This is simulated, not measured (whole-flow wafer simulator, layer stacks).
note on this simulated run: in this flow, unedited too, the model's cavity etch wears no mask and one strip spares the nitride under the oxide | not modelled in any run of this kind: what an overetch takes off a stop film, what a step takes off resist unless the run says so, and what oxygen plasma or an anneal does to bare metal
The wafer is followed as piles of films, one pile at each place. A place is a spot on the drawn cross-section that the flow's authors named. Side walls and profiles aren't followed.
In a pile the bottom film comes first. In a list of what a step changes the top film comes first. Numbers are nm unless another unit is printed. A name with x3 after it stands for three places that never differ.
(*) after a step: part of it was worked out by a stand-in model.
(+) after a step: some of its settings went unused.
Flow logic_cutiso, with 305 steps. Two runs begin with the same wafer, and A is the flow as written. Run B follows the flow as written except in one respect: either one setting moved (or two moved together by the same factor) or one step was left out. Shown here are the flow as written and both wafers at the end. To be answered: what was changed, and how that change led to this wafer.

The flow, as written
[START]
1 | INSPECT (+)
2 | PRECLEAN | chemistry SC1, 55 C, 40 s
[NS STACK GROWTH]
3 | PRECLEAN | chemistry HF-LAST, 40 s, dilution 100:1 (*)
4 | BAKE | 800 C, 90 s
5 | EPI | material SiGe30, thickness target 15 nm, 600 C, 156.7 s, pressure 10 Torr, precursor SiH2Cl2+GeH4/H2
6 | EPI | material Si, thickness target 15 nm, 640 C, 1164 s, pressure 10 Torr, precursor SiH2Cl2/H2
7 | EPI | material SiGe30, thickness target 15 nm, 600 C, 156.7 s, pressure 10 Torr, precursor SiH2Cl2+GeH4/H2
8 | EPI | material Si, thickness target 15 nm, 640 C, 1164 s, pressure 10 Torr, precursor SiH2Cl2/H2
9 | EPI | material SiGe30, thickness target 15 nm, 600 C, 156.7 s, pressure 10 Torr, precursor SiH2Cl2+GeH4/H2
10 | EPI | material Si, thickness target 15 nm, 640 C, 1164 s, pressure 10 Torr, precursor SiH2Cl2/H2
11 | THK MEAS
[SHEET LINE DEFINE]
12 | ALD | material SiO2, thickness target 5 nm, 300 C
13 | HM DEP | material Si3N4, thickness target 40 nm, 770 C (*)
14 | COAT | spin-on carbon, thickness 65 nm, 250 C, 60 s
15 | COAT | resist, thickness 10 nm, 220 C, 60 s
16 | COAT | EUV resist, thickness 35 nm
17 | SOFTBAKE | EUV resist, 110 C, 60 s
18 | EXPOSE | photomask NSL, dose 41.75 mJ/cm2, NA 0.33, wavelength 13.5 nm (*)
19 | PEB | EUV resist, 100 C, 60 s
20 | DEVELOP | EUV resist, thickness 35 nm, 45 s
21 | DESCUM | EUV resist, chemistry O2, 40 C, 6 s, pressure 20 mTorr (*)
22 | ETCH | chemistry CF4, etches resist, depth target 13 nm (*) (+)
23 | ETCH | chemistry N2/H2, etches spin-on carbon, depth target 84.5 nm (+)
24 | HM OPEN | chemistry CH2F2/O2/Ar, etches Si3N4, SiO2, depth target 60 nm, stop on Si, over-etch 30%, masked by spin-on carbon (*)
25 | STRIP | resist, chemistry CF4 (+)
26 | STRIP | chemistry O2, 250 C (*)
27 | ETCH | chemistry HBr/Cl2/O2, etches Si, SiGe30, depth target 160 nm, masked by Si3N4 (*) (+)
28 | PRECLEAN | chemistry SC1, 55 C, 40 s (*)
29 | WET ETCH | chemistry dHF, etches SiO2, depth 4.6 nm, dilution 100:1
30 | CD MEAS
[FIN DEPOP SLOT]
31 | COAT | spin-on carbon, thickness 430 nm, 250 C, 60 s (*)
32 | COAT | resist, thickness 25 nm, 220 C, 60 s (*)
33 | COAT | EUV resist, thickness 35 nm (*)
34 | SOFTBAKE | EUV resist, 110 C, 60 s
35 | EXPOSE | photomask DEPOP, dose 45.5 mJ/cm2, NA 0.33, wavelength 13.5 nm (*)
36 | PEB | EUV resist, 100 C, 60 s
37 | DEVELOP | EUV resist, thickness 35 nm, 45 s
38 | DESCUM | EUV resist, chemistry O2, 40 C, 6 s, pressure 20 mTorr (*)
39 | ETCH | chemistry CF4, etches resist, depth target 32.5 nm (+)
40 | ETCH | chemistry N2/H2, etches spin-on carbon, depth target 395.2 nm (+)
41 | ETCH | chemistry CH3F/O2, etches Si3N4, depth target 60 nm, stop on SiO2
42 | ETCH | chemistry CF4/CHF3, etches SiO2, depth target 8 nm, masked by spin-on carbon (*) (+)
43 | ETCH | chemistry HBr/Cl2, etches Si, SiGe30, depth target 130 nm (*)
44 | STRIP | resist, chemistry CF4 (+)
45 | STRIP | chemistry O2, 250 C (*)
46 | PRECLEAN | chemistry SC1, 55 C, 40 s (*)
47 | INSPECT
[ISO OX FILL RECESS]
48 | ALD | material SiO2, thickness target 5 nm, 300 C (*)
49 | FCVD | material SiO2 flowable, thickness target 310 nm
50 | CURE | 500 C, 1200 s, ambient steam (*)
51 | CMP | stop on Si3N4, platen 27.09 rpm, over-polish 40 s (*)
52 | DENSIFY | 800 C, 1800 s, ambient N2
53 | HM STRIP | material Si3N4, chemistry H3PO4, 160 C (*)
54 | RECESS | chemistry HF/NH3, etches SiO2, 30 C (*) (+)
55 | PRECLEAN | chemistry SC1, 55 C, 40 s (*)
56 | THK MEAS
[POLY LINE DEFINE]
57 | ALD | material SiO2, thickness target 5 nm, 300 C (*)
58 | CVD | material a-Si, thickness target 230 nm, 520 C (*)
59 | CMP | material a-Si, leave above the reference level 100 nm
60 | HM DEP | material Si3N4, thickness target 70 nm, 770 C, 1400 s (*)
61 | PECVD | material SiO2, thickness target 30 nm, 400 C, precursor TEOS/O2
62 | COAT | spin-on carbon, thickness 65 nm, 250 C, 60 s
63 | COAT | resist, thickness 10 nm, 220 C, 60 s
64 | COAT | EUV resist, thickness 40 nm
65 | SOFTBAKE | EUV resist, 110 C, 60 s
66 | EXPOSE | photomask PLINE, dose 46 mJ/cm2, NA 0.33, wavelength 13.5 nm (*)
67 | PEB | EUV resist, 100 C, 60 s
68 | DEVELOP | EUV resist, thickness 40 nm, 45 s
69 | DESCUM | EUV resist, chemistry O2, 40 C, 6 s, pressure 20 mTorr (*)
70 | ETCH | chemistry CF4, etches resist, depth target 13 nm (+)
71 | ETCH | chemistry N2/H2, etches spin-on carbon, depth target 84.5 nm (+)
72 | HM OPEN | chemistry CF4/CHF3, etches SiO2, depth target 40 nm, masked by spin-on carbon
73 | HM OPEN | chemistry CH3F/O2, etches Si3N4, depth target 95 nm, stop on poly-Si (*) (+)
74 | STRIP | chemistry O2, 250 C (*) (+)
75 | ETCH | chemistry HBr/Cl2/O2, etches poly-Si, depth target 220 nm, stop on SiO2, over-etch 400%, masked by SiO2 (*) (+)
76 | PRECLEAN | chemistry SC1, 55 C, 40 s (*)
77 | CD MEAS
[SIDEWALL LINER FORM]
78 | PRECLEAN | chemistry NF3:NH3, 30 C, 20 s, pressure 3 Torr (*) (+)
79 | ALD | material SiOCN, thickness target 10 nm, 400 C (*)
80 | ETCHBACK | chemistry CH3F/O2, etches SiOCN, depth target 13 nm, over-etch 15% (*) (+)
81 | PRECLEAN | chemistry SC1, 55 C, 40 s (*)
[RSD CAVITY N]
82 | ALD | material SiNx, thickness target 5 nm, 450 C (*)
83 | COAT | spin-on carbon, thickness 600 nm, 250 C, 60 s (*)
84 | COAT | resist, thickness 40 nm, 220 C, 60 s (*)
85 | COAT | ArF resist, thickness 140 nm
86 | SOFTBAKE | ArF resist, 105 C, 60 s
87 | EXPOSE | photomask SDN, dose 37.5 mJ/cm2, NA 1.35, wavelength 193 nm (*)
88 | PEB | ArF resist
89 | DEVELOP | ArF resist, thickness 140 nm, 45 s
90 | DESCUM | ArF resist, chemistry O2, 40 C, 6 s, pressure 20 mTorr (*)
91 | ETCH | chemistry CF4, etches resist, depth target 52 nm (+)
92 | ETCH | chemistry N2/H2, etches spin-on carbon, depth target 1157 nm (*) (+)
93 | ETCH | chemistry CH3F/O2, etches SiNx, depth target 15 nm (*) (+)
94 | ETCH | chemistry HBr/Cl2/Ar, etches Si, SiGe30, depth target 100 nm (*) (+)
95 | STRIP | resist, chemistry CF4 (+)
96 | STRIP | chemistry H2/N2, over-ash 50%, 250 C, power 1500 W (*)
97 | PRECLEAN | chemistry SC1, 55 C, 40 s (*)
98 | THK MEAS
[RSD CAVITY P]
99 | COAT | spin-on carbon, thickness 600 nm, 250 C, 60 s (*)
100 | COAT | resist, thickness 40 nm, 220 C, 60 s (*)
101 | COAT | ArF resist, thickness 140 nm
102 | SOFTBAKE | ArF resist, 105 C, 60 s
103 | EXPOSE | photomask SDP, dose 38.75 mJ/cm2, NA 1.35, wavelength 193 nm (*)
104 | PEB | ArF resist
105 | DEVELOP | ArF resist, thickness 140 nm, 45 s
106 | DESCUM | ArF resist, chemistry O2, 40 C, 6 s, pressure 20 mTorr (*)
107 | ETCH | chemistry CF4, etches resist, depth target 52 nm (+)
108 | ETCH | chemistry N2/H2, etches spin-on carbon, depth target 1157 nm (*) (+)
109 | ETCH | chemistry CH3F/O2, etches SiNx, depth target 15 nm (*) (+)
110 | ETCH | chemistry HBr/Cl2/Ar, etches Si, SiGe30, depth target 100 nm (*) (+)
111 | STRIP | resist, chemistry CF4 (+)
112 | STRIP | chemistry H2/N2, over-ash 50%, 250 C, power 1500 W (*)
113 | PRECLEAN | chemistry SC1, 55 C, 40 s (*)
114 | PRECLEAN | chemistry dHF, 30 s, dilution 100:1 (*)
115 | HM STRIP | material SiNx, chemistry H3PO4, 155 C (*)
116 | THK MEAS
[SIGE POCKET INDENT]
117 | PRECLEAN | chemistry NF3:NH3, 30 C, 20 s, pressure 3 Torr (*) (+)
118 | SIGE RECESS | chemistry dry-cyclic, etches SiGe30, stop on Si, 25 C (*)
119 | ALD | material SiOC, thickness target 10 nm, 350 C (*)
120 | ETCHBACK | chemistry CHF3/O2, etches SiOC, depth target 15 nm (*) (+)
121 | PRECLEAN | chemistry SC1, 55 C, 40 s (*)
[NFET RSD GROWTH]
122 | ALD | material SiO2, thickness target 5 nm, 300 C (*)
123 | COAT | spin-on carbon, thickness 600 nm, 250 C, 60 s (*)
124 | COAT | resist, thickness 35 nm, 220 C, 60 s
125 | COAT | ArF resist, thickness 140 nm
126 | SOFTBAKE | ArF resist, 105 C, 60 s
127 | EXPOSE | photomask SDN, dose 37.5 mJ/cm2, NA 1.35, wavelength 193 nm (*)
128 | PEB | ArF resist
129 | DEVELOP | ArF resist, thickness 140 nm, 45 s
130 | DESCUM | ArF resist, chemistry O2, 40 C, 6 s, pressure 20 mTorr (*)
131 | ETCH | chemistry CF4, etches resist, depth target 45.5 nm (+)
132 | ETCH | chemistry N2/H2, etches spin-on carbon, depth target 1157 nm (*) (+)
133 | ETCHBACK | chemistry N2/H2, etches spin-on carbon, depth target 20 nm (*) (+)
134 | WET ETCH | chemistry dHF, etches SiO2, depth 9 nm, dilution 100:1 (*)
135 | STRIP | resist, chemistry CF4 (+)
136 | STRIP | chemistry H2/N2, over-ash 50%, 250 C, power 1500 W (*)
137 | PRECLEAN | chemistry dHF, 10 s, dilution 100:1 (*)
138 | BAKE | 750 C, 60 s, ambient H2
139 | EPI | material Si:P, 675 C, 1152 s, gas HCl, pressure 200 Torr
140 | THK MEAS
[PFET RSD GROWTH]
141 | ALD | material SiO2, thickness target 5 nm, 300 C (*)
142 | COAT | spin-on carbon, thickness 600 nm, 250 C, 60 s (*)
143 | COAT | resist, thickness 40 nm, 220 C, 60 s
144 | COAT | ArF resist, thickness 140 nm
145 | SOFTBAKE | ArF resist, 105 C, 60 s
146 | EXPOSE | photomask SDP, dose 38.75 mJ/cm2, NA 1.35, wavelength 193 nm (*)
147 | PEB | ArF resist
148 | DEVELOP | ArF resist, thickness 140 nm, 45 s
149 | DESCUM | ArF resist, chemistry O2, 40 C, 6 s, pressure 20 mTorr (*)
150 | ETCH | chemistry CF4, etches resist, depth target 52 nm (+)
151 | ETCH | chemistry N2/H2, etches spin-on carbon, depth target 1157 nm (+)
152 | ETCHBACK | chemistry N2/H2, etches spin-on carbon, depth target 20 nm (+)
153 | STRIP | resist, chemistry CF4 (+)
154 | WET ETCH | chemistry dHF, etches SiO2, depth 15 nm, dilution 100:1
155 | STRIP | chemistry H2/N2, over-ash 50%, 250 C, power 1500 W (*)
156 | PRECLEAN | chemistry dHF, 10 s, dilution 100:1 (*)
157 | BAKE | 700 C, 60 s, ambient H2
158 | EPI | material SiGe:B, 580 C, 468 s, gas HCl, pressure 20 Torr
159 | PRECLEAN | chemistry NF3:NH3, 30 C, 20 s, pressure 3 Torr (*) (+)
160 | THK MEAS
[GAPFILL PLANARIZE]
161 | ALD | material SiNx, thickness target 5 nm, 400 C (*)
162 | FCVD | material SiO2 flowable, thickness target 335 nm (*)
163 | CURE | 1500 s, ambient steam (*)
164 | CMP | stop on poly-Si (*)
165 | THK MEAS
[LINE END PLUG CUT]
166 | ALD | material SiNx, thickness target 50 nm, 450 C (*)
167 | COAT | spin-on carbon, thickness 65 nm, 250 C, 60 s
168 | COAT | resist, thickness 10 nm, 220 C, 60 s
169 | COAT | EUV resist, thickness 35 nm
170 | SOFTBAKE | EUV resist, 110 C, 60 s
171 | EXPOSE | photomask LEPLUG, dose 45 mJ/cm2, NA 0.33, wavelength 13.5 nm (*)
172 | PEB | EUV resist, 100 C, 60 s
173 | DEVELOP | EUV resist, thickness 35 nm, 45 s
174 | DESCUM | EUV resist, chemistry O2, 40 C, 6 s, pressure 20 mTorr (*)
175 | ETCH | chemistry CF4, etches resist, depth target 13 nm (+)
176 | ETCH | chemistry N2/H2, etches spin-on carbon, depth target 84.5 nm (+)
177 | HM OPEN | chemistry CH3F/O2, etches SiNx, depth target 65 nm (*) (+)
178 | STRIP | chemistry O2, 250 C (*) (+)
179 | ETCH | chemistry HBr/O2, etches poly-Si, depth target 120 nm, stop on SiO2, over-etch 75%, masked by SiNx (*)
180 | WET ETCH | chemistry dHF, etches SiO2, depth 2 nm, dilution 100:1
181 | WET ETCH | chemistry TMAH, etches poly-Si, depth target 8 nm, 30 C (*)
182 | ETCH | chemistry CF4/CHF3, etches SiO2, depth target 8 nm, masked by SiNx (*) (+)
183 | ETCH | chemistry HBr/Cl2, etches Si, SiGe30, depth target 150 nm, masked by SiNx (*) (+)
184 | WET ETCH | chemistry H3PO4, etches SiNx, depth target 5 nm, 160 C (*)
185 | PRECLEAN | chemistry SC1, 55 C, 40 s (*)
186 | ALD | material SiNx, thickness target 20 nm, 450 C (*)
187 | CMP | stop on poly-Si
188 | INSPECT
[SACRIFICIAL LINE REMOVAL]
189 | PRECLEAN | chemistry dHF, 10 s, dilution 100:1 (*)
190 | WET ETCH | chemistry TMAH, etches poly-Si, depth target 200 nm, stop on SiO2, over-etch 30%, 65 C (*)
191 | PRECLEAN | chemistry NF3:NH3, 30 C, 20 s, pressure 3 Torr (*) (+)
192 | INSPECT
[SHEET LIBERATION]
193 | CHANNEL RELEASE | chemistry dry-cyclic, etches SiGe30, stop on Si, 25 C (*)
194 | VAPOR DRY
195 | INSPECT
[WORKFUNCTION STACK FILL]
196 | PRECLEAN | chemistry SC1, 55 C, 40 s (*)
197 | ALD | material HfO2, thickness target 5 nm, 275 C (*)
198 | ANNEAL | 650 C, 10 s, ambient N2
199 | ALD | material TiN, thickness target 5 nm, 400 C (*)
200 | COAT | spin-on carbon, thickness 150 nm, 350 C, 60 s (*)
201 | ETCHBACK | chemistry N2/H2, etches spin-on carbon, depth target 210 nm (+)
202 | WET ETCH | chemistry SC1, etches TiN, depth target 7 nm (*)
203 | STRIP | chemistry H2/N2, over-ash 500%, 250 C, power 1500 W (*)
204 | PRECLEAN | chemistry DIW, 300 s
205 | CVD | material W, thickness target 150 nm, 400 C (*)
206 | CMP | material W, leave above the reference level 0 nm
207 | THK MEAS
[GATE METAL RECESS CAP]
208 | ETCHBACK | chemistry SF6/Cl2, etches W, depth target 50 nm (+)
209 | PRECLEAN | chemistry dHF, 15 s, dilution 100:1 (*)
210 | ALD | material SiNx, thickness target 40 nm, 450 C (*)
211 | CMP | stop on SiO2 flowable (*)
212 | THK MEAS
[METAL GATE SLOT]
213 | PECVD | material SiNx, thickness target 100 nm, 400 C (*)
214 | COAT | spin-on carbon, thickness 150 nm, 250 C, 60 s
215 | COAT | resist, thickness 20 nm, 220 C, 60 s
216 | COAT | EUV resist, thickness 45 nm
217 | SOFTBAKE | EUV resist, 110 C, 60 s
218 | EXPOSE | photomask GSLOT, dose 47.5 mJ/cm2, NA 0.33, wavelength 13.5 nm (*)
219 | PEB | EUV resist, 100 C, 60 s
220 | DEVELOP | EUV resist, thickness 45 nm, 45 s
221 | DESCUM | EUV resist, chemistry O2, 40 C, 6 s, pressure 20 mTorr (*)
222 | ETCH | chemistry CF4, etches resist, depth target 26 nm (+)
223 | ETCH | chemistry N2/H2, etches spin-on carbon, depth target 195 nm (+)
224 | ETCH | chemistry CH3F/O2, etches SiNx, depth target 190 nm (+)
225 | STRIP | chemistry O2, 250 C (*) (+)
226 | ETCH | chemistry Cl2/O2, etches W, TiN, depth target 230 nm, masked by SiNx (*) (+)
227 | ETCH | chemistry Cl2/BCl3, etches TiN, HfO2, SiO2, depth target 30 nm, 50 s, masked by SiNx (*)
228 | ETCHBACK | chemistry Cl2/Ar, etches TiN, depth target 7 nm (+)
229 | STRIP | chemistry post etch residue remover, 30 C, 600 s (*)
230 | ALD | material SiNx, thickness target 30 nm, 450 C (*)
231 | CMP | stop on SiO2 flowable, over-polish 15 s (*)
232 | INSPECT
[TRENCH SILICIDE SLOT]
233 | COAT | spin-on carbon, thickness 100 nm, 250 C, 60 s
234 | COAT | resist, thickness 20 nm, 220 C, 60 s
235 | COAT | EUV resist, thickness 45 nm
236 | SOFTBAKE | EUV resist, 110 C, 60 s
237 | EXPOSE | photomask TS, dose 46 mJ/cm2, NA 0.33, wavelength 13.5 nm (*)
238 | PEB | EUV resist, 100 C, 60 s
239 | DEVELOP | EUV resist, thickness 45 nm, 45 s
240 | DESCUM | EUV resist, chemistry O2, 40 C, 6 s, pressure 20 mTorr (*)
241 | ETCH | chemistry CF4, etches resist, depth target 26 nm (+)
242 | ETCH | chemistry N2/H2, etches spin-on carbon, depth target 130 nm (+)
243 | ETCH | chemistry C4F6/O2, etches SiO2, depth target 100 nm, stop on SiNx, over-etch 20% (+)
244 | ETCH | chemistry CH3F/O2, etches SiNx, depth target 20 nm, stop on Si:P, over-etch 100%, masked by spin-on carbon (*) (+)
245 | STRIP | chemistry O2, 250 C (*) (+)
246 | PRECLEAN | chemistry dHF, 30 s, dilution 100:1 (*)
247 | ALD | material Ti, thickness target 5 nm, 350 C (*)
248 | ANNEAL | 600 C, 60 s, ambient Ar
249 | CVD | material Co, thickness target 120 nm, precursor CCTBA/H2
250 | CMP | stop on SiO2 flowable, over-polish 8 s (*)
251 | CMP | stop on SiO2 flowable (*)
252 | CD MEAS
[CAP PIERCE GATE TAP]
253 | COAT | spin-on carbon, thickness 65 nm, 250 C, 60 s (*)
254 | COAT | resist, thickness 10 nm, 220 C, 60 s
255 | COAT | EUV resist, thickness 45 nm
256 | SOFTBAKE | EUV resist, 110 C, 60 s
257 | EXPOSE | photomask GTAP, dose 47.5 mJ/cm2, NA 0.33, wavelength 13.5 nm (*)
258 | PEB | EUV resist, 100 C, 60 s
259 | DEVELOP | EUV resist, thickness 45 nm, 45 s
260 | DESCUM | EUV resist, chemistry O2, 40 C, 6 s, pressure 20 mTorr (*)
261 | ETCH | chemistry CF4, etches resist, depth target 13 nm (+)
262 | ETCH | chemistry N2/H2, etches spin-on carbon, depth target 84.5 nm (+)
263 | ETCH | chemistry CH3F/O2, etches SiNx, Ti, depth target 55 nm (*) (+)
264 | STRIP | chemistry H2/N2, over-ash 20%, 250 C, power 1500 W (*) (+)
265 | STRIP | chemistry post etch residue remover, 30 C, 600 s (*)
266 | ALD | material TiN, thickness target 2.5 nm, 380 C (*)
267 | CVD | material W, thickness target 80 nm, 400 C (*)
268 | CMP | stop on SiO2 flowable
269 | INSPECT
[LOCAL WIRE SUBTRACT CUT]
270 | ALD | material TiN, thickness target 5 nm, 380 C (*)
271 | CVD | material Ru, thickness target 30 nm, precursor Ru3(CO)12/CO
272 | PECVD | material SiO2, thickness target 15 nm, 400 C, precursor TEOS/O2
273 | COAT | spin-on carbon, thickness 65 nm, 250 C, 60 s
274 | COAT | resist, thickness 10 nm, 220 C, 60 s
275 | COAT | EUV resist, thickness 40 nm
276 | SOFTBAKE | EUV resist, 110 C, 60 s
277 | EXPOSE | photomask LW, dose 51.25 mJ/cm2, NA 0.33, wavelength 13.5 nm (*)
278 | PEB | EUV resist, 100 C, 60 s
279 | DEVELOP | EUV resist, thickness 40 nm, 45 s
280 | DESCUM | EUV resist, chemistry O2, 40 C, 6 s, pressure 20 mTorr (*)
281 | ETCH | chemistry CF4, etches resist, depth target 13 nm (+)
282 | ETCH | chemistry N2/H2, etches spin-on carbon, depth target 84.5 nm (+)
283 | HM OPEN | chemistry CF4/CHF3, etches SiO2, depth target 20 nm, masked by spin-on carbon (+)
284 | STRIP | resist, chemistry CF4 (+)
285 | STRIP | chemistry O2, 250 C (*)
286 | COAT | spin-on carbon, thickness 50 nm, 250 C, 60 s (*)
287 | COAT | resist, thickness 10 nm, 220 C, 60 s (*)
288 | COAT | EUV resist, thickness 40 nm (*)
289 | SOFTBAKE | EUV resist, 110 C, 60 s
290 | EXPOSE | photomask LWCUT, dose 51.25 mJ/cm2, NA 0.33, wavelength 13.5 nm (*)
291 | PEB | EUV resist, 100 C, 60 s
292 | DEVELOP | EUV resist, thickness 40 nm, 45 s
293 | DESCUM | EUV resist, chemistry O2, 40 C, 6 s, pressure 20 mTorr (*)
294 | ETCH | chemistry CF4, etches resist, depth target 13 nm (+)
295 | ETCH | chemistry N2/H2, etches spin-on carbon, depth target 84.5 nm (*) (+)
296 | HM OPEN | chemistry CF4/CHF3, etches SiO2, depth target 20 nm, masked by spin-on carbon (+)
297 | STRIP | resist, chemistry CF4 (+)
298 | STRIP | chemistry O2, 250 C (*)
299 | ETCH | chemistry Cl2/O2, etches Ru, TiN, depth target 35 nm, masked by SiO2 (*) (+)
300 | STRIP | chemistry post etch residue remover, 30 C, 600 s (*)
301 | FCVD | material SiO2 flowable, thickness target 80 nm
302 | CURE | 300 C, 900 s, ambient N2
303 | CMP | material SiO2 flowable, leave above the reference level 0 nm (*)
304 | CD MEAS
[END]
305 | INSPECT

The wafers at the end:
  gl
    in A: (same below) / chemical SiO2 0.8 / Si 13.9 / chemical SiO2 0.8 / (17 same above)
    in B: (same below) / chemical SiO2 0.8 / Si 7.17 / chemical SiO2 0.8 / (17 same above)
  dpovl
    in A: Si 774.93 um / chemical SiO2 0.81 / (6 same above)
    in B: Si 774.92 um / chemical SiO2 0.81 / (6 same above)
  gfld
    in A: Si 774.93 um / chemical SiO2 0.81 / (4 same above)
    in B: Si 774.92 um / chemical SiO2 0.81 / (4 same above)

Cause: step 6, EPI: 640.4 s was run, while the flow as written has 1164 s.

The path from the change to this, step by step:
  6 | EPI | material Si, thickness target 15 nm, 640 C, 1164 s, pressure 10 Torr, precursor SiH2Cl2/H2
      depop, dpovl, gfld and 19 more: A Si gains 15 (new film) | B Si gains 8.25 (new film)
  27 | ETCH | chemistry HBr/Cl2/O2, etches Si, SiGe30, depth target 160 nm, masked by Si3N4 (*) (+)
      gfld, gxf, iso, lnri: A chemical SiO2 loses 0.79 (all of it), Si loses 11.4 (all of it), SiGe30 loses 15 (all of it), Si loses 15 (all of it), SiGe30 loses 15 (all of it), Si loses 15 (all of it), SiGe30 loses 15 (all of it), Si loses 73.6 | B chemical SiO2 loses 0.79 (all of it), Si loses 11.4 (all of it), SiGe30 loses 15 (all of it), Si loses 15 (all of it), SiGe30 loses 15 (all of it), Si loses 8.25 (all of it), SiGe30 loses 15 (all of it), Si loses 80.4
      dpovl, nsgap: A chemical SiO2 loses 0.79 (all of it), Si loses 11.8 (all of it), SiGe30 loses 15 (all of it), Si loses 15 (all of it), SiGe30 loses 15 (all of it), Si loses 15 (all of it), SiGe30 loses 15 (all of it), Si loses 73.2 | B chemical SiO2 loses 0.79 (all of it), Si loses 11.8 (all of it), SiGe30 loses 15 (all of it), Si loses 15 (all of it), SiGe30 loses 15 (all of it), Si loses 8.25 (all of it), SiGe30 loses 15 (all of it), Si loses 80
      (also at 1 further place)
  43 | ETCH | chemistry HBr/Cl2, etches Si, SiGe30, depth target 130 nm (*)
      depop: A Si loses 14 (all of it), SiGe30 loses 15 (all of it), Si loses 15 (all of it), SiGe30 loses 15 (all of it), Si loses 15 (all of it), SiGe30 loses 15 (all of it), Si loses 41 | B Si loses 14 (all of it), SiGe30 loses 15 (all of it), Si loses 15 (all of it), SiGe30 loses 15 (all of it), Si loses 8.25 (all of it), SiGe30 loses 15 (all of it), Si loses 47.7
  94 | ETCH | chemistry HBr/Cl2/Ar, etches Si, SiGe30, depth target 100 nm (*) (+)
      rsdn, rsdx: A chemical SiO2 loses 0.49 (all of it), Si loses 12.8 (all of it), SiGe30 loses 15 (all of it), Si loses 15 (all of it), SiGe30 loses 15 (all of it), Si loses 15 (all of it), SiGe30 loses 15 (all of it), Si loses 12.2 | B chemical SiO2 loses 0.49 (all of it), Si loses 12.8 (all of it), SiGe30 loses 15 (all of it), Si loses 15 (all of it), SiGe30 loses 15 (all of it), Si loses 8.25 (all of it), SiGe30 loses 15 (all of it), Si loses 18.9
  110 | ETCH | chemistry HBr/Cl2/Ar, etches Si, SiGe30, depth target 100 nm (*) (+)
      rsdp, rsdw: A chemical SiO2 loses 0.49 (all of it), Si loses 12.8 (all of it), SiGe30 loses 15 (all of it), Si loses 15 (all of it), SiGe30 loses 15 (all of it), Si loses 15 (all of it), SiGe30 loses 15 (all of it), Si loses 12.2 | B chemical SiO2 loses 0.49 (all of it), Si loses 12.8 (all of it), SiGe30 loses 15 (all of it), Si loses 15 (all of it), SiGe30 loses 15 (all of it), Si loses 8.25 (all of it), SiGe30 loses 15 (all of it), Si loses 18.9
  183 | ETCH | chemistry HBr/Cl2, etches Si, SiGe30, depth target 150 nm, masked by SiNx (*) (+)
      plug: A Si loses 13.6 (all of it), SiGe30 loses 15 (all of it), Si loses 15 (all of it), SiGe30 loses 15 (all of it), Si loses 15 (all of it), SiGe30 loses 15 (all of it), Si loses 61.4 | B Si loses 13.6 (all of it), SiGe30 loses 15 (all of it), Si loses 15 (all of it), SiGe30 loses 15 (all of it), Si loses 8.25 (all of it), SiGe30 loses 15 (all of it), Si loses 68.2
